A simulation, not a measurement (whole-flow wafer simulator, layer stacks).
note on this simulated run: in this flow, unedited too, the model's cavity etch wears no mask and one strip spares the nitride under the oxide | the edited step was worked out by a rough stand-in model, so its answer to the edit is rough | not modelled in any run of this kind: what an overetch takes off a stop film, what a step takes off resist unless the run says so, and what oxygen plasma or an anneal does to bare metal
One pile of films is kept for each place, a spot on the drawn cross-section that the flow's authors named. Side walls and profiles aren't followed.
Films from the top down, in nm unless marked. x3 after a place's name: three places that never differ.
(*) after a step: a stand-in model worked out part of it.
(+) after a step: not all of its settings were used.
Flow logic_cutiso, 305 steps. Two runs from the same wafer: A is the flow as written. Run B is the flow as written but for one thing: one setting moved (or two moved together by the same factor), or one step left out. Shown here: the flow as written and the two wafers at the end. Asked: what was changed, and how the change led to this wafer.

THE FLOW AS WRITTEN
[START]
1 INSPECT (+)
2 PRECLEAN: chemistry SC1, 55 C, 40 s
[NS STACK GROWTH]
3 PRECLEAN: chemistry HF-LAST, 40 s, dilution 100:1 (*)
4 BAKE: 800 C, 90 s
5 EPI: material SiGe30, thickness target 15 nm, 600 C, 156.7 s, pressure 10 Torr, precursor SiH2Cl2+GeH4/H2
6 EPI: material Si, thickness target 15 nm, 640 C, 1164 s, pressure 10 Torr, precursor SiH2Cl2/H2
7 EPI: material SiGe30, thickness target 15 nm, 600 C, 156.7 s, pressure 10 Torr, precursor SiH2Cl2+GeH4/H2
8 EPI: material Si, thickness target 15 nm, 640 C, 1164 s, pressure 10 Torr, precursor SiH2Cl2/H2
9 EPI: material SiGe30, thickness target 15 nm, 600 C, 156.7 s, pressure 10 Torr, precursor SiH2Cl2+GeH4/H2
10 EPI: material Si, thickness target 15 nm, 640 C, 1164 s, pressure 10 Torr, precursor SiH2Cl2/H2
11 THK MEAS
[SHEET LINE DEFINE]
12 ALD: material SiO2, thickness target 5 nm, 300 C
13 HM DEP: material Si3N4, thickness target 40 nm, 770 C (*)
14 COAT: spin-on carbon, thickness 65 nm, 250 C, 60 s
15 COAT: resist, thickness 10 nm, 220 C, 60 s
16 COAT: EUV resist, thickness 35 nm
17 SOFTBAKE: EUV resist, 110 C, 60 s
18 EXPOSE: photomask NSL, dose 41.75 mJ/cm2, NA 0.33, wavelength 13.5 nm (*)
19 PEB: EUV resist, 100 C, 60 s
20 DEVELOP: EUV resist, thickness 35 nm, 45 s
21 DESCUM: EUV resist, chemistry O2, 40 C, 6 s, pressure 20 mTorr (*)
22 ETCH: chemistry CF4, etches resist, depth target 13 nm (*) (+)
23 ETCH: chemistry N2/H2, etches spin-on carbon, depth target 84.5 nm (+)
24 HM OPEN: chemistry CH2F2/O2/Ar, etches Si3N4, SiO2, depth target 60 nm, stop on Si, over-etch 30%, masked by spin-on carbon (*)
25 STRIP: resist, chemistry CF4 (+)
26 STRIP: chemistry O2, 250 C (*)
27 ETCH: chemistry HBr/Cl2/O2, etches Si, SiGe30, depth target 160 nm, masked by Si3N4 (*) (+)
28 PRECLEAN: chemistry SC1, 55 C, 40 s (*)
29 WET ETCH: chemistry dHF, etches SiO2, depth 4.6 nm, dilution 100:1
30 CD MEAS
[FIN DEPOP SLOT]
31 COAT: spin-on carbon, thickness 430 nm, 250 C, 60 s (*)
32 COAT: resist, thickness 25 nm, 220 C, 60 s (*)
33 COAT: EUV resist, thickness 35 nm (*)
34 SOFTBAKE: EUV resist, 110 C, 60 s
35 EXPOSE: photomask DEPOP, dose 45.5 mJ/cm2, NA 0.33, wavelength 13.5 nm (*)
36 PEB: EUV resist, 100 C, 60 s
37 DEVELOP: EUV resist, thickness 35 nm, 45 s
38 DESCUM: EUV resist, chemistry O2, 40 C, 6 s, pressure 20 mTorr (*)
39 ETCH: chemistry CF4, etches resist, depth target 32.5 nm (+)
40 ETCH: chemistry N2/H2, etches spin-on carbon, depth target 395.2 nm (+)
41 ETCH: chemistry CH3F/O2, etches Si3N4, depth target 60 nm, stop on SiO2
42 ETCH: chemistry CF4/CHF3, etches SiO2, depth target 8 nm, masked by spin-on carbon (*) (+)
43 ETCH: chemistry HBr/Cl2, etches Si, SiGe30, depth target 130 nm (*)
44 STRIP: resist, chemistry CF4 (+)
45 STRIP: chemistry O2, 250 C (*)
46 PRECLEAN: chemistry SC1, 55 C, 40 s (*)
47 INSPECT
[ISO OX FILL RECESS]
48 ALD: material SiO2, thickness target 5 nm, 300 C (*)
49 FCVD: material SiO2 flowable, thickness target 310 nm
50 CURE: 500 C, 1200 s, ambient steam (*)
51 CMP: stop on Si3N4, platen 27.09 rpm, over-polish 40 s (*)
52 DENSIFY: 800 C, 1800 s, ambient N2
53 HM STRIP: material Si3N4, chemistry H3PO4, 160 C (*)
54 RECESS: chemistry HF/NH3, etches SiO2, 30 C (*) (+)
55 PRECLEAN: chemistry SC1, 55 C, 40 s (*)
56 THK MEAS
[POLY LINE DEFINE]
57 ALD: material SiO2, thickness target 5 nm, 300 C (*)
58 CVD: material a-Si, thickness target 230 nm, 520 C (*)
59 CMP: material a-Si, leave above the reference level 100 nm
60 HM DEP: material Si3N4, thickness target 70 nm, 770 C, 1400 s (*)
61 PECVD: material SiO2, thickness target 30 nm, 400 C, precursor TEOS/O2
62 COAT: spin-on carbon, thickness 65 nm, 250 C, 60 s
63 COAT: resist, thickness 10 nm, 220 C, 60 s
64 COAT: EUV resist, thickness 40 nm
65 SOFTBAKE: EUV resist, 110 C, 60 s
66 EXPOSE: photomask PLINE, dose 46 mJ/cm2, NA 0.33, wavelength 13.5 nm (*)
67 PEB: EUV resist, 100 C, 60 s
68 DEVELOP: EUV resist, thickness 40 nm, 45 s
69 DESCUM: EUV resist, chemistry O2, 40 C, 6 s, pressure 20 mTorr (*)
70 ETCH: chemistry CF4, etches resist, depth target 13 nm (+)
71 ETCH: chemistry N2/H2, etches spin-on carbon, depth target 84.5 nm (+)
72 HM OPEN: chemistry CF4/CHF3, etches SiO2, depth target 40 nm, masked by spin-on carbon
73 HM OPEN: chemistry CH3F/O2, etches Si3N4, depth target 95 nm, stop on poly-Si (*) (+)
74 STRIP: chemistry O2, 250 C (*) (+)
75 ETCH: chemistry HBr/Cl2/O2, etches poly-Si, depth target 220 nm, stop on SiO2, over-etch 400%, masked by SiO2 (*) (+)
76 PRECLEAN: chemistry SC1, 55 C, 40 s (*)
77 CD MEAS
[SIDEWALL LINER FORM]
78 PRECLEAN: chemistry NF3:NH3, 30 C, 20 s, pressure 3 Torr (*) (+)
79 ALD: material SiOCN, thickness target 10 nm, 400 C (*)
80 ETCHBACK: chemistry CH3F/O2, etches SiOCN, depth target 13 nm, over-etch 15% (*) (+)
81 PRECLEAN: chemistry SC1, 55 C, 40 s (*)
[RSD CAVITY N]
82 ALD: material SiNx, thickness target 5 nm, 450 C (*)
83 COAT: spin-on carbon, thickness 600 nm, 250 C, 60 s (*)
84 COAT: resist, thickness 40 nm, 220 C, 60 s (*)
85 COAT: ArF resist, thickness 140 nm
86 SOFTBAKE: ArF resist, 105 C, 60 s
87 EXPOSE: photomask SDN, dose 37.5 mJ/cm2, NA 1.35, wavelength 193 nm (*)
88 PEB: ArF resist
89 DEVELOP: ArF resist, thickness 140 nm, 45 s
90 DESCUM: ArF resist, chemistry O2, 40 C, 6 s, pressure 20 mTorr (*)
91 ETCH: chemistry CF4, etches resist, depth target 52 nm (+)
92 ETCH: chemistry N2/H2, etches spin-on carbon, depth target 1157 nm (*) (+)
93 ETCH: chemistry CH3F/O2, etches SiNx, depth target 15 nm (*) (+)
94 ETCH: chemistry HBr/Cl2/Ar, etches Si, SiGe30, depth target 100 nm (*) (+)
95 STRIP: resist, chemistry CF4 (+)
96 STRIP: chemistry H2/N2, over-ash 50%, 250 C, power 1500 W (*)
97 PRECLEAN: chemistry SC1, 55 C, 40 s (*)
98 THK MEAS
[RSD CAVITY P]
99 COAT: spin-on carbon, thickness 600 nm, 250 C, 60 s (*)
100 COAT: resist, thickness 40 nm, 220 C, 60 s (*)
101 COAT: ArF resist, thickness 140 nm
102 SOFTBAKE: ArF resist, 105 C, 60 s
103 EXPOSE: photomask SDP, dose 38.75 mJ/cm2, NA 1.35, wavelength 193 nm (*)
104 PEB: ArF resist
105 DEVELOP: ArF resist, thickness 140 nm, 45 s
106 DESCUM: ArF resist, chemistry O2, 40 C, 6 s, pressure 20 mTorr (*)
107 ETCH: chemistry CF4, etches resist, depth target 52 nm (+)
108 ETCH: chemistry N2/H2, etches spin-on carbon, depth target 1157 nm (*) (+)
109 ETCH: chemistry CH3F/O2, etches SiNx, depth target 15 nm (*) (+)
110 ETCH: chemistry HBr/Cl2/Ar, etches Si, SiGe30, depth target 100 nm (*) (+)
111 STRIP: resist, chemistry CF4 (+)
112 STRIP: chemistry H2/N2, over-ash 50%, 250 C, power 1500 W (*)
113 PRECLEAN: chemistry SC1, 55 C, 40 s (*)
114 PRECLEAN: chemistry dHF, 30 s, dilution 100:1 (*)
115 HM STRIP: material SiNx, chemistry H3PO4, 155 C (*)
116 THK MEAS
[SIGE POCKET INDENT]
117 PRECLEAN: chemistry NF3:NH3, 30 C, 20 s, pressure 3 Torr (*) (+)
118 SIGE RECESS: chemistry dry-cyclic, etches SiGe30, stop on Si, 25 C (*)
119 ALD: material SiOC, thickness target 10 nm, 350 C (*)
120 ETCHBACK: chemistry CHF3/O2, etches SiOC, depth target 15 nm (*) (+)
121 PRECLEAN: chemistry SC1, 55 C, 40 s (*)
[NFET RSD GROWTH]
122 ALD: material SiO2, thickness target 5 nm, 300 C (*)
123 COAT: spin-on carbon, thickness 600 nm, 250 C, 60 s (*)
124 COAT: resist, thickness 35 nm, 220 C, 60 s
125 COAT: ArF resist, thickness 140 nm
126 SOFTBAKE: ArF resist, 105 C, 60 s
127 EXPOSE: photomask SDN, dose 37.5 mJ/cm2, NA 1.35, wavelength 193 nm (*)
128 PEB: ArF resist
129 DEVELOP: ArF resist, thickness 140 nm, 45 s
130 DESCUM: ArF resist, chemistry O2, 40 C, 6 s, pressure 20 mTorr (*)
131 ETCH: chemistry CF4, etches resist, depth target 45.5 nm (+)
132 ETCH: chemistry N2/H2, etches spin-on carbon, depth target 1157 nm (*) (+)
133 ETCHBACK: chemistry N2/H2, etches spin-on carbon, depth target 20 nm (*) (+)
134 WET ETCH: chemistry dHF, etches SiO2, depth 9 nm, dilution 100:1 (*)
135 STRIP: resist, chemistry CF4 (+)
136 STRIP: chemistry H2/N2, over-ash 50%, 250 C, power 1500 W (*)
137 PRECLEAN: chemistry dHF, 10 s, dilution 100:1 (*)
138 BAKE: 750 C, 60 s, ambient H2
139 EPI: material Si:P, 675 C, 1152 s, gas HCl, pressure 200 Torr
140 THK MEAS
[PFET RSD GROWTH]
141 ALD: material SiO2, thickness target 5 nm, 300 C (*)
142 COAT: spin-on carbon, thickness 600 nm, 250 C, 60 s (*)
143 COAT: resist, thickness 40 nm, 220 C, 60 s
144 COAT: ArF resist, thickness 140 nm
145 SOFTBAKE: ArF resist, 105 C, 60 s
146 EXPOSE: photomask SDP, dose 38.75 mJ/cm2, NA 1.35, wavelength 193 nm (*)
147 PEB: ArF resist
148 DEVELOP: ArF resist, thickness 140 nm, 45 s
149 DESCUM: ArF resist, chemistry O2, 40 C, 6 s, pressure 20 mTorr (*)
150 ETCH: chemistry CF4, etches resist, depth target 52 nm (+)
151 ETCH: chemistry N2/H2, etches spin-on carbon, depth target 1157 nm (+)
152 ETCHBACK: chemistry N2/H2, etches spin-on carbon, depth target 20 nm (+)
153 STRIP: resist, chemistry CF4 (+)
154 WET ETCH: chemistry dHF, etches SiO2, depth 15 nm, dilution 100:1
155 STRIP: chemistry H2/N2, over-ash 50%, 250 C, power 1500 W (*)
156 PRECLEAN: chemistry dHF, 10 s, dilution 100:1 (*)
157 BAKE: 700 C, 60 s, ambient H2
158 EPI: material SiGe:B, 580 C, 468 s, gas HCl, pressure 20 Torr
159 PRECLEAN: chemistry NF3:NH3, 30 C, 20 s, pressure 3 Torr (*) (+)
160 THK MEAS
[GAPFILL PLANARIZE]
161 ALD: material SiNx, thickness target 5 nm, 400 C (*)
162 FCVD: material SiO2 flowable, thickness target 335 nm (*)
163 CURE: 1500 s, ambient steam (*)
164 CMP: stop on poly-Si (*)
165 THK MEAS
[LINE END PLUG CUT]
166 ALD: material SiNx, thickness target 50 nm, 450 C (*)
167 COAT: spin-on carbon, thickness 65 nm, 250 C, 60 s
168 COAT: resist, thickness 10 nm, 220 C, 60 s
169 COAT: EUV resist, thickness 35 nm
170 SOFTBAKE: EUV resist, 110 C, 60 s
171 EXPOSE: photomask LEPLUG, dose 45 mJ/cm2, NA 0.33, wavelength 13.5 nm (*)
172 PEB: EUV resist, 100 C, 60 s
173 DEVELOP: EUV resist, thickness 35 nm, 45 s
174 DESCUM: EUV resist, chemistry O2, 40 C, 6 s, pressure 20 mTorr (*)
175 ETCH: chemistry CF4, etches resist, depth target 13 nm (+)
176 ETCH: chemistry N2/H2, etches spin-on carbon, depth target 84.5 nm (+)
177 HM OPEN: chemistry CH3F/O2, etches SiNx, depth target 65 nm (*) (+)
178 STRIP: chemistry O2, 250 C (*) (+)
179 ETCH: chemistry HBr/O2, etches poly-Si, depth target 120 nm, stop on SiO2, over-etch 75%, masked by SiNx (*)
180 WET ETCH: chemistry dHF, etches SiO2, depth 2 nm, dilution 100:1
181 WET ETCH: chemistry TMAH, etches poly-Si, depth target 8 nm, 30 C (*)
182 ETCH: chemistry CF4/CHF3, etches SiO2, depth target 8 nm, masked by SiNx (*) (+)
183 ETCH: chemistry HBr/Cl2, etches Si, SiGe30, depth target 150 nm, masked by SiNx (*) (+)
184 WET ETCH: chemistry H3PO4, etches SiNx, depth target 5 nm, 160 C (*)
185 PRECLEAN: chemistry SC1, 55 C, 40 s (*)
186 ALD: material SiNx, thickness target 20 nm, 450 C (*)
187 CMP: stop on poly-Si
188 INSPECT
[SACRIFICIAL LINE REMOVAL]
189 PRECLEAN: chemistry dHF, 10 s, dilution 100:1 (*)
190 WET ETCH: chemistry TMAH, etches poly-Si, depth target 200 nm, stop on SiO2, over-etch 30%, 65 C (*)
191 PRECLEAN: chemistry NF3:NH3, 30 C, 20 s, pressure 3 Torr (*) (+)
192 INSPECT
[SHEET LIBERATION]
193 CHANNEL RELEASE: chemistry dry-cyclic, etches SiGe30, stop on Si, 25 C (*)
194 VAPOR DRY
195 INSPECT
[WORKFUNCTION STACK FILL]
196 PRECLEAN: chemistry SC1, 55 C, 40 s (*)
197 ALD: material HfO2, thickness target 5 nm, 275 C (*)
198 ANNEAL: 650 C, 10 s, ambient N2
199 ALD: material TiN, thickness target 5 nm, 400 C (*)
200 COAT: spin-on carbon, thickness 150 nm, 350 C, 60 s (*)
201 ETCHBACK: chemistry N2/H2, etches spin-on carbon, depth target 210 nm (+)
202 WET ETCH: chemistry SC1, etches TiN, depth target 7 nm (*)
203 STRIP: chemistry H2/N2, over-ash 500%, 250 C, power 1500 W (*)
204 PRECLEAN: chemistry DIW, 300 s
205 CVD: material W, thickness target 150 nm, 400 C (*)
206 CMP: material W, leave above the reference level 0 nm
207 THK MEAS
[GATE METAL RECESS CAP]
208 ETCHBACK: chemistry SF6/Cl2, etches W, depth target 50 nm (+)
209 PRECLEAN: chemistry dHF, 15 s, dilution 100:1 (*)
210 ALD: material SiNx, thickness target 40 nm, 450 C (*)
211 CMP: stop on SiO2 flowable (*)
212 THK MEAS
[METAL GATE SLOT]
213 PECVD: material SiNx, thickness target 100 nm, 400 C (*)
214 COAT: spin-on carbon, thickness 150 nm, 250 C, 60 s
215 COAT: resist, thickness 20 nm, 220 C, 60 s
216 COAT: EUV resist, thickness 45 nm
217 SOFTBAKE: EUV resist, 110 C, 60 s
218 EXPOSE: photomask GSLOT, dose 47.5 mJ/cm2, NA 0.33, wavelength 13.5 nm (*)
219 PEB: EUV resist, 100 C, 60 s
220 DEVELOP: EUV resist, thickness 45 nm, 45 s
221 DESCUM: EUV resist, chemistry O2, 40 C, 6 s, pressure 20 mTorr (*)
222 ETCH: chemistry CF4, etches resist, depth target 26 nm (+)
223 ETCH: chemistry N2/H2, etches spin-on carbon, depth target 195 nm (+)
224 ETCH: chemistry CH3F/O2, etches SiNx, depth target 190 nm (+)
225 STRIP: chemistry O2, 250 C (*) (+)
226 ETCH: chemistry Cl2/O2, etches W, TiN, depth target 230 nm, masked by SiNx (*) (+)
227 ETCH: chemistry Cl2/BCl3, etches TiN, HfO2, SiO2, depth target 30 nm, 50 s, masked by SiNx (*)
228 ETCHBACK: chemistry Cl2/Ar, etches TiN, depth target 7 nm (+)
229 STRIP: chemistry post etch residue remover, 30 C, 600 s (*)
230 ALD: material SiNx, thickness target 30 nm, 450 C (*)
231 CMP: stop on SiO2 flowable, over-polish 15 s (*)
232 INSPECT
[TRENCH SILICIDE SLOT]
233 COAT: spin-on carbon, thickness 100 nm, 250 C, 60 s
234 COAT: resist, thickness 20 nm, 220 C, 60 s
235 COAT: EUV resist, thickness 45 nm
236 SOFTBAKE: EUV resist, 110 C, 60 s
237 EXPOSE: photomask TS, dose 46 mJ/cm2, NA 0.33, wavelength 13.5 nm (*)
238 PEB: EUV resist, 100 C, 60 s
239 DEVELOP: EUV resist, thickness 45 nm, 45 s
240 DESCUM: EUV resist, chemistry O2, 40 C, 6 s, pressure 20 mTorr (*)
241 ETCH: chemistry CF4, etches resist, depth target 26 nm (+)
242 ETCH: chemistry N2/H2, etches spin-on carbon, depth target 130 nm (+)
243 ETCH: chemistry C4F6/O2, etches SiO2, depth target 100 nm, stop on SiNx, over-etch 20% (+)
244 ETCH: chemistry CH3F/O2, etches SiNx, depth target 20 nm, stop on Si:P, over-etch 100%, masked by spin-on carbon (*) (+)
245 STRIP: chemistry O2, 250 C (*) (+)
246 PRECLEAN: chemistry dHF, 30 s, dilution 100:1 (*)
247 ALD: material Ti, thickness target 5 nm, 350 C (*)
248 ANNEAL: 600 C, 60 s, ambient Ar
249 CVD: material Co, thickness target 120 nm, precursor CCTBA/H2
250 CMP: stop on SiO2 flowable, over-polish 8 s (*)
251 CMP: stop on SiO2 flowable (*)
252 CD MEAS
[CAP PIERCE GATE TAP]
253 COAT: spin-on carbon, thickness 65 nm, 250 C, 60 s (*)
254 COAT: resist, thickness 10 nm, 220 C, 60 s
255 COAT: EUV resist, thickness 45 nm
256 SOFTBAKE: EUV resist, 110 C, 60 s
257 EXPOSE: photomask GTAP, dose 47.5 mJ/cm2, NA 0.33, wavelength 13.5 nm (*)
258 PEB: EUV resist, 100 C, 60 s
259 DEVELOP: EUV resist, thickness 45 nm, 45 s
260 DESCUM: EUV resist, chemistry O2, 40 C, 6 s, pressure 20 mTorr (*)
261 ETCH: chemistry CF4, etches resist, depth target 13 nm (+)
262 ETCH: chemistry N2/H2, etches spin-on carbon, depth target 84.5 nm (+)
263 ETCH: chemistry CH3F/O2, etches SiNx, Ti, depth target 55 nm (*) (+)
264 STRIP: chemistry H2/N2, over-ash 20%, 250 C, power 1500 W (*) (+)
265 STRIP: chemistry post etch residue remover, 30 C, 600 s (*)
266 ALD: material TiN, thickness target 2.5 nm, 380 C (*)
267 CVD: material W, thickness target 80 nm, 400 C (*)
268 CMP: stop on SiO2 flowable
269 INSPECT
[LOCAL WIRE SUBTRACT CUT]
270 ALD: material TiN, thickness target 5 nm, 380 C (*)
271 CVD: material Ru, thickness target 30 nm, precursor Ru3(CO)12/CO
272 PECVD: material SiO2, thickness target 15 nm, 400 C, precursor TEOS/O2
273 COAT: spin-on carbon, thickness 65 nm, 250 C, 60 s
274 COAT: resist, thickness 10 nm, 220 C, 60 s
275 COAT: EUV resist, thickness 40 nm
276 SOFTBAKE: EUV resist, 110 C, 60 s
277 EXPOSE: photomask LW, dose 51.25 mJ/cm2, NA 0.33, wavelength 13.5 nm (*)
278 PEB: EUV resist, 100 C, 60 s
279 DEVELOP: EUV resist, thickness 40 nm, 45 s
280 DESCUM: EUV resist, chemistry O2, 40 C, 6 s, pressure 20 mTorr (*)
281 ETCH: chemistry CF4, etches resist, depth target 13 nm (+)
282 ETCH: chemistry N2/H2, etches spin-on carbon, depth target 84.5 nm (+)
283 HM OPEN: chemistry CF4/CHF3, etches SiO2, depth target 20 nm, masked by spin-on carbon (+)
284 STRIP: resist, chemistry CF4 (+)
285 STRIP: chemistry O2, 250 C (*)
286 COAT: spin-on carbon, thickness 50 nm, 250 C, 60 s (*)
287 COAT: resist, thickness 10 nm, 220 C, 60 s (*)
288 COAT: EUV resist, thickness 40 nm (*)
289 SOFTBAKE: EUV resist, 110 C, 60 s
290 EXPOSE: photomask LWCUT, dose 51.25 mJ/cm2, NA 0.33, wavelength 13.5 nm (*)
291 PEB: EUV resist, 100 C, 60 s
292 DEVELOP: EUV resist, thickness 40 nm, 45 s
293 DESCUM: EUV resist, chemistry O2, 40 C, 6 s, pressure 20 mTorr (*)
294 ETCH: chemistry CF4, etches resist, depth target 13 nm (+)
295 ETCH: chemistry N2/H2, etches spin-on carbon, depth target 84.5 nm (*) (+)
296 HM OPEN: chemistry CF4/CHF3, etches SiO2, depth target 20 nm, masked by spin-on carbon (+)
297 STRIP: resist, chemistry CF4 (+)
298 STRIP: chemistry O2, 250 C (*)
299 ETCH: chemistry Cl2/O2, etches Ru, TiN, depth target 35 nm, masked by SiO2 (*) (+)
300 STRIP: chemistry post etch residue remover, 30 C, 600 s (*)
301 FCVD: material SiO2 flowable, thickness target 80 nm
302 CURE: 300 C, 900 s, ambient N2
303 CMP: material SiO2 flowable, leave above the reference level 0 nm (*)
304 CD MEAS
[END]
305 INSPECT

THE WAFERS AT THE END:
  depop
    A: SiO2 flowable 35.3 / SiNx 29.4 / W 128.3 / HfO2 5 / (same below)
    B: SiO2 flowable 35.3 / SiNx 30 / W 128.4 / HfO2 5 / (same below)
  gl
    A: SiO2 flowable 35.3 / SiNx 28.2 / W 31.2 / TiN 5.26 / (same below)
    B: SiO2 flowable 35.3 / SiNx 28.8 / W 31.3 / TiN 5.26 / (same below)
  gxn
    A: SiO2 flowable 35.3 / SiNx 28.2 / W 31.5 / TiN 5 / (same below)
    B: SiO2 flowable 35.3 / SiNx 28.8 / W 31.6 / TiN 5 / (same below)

The cause: step 162, FCVD: thickness target 184.3 nm was run, where the flow has thickness target 335 nm.

How the change led to this, step by step:
  162 FCVD: material SiO2 flowable, thickness target 335 nm (*)
      depop, dpovl, isow, ns, nsgap: A SiO2 flowable +335 (new film) | B SiO2 flowable +184.3 (new film)
      rsdn, rsdp, rsdw, rsdx: A SiO2 flowable +423.9 (new film) | B SiO2 flowable +273.2 (new film)
      (and at 13 more places)
  163 CURE: 1500 s, ambient steam (*)
      depop, dpovl, isow, ns, nsgap: A SiO2 flowable -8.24 | B SiO2 flowable -4.59
      gxn, rsdx: A SiO2 flowable -7.48 | B SiO2 flowable -4.1
      (and at 15 more places)
  164 CMP: stop on poly-Si (*)
      depop, dpovl, isow, ns, nsgap: A SiO2 flowable -326.8 (all of it), SiNx -5 (all of it), SiO2 -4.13 (all of it), Si3N4 -70 (all of it) | B SiO2 flowable -179.7 (all of it), SiNx -5 (all of it), SiO2 -4.13 (all of it), Si3N4 -70 (all of it)
      gl, tap: A SiO2 flowable -270.7 (all of it), SiNx -5 (all of it), Si3N4 -55.3 (all of it) | B SiO2 flowable -123.5 (all of it), SiNx -5 (all of it), Si3N4 -55.3 (all of it)
      (and at 15 more places)
  250 CMP: stop on SiO2 flowable, over-polish 8 s (*)
      iso: A Co -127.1 | B Co -127.9 (all of it)
  251 CMP: stop on SiO2 flowable (*)
      iso: A Co -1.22 (all of it), Ti -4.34 | B Ti -4.69
